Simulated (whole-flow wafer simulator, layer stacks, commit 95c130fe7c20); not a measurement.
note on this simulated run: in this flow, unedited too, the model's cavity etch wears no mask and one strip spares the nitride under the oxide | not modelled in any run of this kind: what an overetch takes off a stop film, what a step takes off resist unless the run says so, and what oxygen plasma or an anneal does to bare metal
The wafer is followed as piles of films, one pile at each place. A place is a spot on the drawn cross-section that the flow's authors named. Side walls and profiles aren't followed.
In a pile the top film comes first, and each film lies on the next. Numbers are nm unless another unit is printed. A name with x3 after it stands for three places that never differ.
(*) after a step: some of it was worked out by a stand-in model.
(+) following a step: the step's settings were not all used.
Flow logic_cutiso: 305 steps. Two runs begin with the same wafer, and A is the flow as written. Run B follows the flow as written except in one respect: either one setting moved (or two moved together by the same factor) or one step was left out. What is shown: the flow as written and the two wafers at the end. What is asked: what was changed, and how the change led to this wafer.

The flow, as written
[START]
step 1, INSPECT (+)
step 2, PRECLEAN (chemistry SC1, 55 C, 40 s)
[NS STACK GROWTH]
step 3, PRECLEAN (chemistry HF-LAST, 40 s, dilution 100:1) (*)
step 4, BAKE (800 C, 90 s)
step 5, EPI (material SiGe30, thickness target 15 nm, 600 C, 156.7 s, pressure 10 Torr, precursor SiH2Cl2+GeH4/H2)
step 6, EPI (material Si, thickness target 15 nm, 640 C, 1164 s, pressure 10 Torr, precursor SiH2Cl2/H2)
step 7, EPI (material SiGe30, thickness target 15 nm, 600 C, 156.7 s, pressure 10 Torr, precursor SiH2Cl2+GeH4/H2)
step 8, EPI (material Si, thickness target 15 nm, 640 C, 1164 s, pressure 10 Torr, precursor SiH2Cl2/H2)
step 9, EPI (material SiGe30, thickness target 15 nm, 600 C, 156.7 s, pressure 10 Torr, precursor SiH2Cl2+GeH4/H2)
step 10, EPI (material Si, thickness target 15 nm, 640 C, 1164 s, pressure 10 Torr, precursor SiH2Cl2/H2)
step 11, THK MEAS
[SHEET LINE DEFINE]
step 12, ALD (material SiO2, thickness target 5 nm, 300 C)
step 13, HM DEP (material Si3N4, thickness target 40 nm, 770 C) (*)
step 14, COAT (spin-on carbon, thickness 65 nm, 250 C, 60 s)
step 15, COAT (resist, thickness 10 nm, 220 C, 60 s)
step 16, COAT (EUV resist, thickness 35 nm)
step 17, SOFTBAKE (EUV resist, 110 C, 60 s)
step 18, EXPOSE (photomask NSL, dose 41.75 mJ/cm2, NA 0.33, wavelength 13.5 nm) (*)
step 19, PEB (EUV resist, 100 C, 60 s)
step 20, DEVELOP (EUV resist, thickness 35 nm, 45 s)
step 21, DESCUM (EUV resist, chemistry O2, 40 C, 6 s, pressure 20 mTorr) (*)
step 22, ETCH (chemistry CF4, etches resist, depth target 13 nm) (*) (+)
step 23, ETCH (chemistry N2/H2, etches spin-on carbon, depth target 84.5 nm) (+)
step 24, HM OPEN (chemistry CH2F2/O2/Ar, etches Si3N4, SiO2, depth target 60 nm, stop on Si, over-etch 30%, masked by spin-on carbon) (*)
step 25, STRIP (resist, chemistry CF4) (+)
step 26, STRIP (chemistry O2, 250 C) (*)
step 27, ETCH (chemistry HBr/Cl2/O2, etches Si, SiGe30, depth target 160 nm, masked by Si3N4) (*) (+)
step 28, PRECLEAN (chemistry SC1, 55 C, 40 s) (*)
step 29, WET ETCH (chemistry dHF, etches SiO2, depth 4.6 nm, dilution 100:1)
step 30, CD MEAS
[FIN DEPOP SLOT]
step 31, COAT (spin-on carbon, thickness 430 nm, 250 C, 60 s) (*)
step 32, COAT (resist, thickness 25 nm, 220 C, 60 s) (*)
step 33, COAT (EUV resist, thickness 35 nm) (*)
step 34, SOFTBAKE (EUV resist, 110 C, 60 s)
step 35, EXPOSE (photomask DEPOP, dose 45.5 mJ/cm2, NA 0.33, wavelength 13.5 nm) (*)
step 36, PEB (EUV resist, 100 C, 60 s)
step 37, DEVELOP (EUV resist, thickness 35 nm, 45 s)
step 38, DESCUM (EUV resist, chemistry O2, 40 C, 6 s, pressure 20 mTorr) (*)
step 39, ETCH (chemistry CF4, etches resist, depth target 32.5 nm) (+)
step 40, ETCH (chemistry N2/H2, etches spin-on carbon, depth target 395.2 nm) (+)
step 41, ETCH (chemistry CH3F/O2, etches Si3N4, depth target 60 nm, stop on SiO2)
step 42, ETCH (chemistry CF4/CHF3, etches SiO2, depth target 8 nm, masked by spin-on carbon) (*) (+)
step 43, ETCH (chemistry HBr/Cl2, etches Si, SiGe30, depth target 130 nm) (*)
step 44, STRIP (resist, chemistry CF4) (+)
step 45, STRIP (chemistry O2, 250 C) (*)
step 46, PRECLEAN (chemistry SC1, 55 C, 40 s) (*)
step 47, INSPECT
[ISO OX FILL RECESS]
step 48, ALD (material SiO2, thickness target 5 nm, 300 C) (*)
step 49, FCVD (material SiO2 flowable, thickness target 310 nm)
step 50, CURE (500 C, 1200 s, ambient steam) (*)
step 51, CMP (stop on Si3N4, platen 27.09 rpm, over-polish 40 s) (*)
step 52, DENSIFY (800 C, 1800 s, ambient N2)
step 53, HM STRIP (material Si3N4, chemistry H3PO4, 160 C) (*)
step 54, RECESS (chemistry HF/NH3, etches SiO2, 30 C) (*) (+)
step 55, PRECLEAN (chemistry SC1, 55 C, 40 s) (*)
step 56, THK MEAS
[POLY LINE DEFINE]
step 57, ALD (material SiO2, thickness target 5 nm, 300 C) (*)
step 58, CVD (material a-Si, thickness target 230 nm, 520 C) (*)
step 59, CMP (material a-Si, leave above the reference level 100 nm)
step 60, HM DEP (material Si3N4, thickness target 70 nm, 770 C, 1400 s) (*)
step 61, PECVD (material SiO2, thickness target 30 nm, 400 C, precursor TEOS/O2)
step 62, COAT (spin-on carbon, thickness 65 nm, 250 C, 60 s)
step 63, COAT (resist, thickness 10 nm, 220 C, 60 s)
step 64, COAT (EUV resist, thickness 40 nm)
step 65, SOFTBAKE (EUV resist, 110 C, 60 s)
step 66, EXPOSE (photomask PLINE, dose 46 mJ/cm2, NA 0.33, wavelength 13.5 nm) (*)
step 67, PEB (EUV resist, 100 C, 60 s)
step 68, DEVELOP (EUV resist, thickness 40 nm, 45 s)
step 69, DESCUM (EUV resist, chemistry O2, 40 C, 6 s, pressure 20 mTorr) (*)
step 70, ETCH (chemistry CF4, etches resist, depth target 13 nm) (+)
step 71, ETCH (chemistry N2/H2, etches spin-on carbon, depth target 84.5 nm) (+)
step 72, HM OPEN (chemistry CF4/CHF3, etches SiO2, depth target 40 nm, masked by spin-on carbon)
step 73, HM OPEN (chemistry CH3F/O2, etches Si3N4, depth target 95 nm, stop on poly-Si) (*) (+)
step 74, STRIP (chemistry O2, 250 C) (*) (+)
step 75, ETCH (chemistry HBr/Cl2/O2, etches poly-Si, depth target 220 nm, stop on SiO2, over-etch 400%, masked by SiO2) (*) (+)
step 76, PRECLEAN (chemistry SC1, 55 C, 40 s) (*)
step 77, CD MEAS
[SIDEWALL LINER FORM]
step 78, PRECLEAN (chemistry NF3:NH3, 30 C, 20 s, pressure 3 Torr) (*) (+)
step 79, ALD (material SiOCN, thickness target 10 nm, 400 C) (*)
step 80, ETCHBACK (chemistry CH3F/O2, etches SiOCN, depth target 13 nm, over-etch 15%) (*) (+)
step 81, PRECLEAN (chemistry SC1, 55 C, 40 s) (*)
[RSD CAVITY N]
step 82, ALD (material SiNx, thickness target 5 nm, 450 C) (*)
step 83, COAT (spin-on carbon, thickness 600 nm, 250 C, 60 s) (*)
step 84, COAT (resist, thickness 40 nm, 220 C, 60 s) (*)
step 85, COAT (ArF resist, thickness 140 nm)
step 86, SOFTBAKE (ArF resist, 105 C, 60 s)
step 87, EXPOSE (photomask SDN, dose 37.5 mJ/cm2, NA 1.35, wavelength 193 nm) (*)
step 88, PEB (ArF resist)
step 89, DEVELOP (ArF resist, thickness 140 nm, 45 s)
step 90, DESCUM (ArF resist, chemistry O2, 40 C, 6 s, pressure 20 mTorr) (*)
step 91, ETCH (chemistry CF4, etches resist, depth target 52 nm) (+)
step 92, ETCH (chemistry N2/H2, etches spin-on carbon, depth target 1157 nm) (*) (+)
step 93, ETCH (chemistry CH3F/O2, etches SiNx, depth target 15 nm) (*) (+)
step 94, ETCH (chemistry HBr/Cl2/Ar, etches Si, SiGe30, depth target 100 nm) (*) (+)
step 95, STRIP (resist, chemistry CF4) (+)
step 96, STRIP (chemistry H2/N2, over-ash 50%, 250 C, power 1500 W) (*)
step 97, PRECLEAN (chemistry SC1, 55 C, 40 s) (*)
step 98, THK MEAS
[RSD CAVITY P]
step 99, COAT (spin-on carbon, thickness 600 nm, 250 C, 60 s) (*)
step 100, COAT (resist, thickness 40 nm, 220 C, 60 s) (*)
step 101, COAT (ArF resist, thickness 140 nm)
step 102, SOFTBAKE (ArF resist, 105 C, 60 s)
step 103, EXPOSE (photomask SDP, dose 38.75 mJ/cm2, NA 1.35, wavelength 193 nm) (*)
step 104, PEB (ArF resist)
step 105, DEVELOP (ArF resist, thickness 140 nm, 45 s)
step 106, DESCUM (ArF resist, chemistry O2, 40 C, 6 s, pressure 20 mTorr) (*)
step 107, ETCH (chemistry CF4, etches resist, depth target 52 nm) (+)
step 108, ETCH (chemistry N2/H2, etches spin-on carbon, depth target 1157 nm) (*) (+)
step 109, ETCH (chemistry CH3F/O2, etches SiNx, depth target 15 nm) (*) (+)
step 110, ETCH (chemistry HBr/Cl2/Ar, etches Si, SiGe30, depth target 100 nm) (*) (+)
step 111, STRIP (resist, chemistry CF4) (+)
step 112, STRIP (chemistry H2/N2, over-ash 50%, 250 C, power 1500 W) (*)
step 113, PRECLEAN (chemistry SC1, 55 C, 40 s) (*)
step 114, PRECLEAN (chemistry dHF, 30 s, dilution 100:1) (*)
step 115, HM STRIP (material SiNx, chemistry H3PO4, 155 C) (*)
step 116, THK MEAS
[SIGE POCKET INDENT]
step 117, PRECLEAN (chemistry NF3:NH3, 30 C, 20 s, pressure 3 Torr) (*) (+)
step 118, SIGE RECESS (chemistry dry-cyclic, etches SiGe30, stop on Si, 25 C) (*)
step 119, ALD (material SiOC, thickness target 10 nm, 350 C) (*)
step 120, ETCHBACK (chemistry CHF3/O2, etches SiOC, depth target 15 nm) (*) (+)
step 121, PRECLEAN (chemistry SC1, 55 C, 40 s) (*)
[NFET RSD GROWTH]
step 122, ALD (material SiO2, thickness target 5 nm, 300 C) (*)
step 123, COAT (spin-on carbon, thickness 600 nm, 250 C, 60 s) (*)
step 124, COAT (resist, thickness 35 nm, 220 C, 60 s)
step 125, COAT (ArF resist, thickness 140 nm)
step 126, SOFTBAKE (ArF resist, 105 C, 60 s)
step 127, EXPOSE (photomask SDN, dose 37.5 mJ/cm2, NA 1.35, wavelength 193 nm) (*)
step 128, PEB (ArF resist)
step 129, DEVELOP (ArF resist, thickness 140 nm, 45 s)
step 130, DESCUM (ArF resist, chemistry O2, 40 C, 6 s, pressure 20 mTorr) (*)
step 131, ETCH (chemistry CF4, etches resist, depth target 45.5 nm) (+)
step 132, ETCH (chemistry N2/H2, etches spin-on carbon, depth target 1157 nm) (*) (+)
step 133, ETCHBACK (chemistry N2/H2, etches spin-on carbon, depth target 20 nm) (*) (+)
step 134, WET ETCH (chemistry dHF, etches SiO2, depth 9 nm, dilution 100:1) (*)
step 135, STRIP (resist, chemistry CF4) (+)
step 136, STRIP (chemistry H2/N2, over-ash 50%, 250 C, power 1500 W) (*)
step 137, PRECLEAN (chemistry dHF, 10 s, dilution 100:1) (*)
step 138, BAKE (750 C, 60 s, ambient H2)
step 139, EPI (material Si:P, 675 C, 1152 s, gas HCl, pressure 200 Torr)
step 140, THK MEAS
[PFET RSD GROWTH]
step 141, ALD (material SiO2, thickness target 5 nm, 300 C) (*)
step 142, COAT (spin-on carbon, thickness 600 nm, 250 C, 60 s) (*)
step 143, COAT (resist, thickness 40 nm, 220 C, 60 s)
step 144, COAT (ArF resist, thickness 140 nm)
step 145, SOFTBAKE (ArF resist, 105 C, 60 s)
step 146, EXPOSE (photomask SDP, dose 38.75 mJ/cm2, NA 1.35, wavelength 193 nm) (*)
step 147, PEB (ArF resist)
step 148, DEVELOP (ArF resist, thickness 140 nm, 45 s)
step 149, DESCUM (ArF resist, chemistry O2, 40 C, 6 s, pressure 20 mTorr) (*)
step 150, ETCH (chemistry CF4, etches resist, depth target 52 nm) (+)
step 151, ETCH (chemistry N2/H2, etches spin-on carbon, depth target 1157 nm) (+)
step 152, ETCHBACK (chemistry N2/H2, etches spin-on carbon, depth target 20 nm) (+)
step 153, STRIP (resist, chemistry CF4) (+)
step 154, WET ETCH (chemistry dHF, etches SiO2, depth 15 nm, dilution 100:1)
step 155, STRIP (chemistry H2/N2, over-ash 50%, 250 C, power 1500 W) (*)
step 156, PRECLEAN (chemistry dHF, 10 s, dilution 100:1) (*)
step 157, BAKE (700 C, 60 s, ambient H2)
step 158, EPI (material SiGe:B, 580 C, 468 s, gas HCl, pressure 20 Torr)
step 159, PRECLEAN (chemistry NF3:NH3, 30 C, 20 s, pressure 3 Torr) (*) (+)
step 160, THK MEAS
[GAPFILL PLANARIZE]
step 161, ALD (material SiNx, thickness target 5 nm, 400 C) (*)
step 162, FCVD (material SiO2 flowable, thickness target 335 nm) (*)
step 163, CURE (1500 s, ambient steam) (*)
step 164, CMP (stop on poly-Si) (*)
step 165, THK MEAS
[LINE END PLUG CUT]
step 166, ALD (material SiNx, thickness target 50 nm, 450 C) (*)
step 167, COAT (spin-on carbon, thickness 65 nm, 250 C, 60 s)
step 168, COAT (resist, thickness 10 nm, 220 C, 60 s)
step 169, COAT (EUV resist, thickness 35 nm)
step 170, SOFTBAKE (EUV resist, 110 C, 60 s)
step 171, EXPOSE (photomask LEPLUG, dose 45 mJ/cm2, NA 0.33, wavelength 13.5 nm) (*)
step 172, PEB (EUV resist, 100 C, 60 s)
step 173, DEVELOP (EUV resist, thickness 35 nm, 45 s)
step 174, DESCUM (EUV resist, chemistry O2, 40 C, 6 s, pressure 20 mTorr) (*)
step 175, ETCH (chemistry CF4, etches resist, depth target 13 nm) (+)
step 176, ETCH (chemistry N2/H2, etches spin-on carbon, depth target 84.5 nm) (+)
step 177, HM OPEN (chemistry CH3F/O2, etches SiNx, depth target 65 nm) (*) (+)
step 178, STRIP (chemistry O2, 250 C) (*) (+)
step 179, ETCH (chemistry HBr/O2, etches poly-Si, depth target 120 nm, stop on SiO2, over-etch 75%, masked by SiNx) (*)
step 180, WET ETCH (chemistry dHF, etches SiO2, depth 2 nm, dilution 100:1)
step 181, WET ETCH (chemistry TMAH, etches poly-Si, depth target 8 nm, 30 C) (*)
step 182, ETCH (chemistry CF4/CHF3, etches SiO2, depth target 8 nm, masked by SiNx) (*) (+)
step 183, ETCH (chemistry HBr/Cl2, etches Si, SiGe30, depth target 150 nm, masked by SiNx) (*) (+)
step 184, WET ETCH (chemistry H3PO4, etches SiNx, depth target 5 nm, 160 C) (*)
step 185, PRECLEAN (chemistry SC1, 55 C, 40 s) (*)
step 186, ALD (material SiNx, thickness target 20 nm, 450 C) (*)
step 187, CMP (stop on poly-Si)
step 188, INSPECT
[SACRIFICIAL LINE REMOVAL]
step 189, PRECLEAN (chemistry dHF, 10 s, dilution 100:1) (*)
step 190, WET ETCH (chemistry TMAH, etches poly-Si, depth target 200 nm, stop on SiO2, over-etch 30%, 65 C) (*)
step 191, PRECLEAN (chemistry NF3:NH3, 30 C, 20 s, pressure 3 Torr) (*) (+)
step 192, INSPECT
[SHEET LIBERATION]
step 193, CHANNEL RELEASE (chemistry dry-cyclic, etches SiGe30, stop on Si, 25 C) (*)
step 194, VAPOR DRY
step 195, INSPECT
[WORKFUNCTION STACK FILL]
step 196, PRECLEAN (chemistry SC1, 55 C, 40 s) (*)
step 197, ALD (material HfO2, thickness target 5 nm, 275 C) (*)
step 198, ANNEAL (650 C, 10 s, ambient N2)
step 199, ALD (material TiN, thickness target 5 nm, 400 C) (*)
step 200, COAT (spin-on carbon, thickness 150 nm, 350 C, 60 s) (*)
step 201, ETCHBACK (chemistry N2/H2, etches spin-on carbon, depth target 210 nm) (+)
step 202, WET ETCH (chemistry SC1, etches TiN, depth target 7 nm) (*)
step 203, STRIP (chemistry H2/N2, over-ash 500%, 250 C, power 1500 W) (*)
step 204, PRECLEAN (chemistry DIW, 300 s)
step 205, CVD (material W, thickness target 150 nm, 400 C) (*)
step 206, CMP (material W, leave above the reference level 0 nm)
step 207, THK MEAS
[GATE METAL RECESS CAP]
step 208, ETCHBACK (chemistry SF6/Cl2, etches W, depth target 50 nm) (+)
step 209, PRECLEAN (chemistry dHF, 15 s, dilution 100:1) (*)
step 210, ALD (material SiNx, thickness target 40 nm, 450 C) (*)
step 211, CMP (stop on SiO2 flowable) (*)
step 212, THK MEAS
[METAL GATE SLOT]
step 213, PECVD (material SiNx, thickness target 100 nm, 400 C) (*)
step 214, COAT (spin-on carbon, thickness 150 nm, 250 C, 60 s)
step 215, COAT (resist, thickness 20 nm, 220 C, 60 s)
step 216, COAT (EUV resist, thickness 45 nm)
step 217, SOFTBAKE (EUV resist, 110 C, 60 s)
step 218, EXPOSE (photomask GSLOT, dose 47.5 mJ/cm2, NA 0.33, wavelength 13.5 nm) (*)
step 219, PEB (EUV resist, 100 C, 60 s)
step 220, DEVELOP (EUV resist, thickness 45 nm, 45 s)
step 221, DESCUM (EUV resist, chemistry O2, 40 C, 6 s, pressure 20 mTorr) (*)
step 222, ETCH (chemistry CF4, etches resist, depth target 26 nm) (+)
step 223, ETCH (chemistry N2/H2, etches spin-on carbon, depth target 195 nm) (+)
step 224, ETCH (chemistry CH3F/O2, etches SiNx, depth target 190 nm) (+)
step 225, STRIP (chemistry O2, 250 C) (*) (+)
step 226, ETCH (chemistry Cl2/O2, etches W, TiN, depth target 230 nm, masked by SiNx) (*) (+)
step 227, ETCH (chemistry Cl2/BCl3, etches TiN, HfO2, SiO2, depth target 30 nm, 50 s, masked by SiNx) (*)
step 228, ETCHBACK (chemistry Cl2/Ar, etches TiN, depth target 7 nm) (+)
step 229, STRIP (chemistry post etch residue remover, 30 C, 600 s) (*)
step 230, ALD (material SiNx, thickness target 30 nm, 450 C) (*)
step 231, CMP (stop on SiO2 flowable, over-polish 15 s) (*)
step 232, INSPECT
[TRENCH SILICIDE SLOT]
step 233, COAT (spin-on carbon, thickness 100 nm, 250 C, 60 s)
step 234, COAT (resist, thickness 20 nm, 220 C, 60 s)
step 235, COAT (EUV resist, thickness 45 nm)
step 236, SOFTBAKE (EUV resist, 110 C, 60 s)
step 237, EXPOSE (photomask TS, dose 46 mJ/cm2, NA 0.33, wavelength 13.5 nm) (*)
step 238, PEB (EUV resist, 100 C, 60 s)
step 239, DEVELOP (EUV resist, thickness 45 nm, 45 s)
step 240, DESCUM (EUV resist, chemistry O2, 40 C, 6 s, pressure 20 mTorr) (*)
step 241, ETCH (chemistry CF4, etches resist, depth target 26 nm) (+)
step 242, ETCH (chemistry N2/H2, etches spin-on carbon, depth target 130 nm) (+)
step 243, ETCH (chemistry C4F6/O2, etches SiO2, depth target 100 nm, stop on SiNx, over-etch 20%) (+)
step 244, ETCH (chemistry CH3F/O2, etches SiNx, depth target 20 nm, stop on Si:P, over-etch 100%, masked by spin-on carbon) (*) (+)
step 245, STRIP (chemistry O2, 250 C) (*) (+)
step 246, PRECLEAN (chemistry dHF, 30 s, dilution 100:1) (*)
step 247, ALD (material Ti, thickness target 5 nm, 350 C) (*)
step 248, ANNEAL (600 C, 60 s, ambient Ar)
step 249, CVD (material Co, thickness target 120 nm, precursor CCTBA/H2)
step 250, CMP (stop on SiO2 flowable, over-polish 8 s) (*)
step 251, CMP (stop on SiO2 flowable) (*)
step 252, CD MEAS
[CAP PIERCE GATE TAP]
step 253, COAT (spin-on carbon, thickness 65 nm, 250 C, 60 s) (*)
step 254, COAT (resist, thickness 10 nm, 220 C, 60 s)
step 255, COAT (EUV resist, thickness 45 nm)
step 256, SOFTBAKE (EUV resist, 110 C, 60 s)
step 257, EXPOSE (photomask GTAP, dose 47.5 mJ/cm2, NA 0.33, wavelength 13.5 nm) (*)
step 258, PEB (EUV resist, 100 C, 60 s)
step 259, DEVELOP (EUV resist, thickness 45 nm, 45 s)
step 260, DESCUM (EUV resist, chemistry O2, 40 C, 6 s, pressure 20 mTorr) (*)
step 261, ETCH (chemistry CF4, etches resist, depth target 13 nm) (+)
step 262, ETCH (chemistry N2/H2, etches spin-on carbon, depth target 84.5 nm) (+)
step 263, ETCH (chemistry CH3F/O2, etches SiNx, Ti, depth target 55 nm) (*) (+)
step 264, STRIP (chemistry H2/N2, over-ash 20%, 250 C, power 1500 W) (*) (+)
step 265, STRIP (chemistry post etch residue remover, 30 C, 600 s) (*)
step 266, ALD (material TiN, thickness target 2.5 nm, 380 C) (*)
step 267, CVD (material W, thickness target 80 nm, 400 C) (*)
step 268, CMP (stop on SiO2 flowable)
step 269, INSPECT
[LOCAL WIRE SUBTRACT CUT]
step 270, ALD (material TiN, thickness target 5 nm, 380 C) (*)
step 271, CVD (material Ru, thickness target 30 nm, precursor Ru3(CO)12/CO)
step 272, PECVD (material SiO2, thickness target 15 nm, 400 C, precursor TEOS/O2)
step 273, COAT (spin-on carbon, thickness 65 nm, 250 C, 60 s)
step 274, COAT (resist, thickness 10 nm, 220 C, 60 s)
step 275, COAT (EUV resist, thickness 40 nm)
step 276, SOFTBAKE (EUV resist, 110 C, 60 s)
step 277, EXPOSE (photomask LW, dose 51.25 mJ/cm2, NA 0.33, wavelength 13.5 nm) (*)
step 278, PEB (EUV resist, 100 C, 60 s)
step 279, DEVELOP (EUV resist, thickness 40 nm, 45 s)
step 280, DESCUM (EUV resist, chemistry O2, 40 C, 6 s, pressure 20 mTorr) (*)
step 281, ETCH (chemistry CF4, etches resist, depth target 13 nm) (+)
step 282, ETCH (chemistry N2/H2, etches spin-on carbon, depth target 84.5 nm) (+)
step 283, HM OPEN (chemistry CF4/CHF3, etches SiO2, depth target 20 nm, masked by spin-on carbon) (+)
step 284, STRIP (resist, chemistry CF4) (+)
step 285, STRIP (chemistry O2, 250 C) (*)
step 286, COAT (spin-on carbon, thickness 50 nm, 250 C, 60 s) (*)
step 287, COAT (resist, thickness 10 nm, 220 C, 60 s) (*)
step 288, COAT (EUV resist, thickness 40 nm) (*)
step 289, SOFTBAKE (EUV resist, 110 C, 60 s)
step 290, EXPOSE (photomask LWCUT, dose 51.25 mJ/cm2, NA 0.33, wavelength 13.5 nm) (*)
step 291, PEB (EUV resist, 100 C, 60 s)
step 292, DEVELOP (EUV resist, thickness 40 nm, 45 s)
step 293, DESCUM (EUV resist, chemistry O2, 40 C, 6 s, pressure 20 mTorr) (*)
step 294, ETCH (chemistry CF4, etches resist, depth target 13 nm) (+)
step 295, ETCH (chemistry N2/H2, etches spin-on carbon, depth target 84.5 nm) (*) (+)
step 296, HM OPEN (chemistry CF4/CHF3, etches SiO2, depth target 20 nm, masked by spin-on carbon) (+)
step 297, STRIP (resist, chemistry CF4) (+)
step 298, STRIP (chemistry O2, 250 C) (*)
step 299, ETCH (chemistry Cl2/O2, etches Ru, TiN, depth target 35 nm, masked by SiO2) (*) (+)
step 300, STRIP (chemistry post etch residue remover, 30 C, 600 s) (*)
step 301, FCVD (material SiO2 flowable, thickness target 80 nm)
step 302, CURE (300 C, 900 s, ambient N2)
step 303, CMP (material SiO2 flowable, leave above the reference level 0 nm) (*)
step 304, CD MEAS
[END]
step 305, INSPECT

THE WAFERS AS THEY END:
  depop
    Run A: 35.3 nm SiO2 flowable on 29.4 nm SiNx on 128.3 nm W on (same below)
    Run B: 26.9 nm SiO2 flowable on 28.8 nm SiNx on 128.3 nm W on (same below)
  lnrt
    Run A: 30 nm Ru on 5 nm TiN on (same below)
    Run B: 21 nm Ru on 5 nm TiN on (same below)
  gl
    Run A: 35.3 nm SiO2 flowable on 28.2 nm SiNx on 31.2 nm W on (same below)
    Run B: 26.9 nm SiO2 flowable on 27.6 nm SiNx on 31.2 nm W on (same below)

The reason: step 271, CVD: thickness target 21 nm was run, whereas the flow has thickness target 30 nm.
The wafer lets one read it off: lnrt has Ru 21, and step 271 as written asks for 30 nm.

The path from the change to this, step by step:
  step 271, CVD (material Ru, thickness target 30 nm, precursor Ru3(CO)12/CO)
      depop, dpovl, gfld and 19 more: A Ru gains 30 (new film) | B Ru gains 21 (new film)
  step 299, ETCH (chemistry Cl2/O2, etches Ru, TiN, depth target 35 nm, masked by SiO2) (*) (+)
      depop, dpovl, gfld and 9 more: A Ru loses 29.6 (all of it), TiN loses 5 (all of it) | B Ru loses 20.6 (all of it), TiN loses 5 (all of it), SiNx loses 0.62
      iso, rsdx: A Ru loses 29.6 (all of it), TiN loses 5 (all of it) | B Ru loses 20.6 (all of it), TiN loses 5 (all of it), SiO2 flowable loses 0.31
      (and at 4 other places as well)
  step 301, FCVD (material SiO2 flowable, thickness target 80 nm)
      gfld, gl, glp, gxf, gxn, gxp, plug: A SiO2 flowable gains 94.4 (new film) | B SiO2 flowable gains 92.1 (new film)
      lnrt, rsdn, rsdp, tap: A SiO2 flowable gains 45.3 (new film) | B SiO2 flowable gains 51.4 (new film)
      (and at 6 other places as well)
  step 303, CMP (material SiO2 flowable, leave above the reference level 0 nm) (*)
      gfld, gl, glp and 10 more: A SiO2 flowable loses 59.2 | B SiO2 flowable loses 65.3
      depop, dpovl, isow, ns, nsgap: A SiO2 flowable loses 44.7 | B SiO2 flowable loses 53.1
      (and at 4 other places as well)
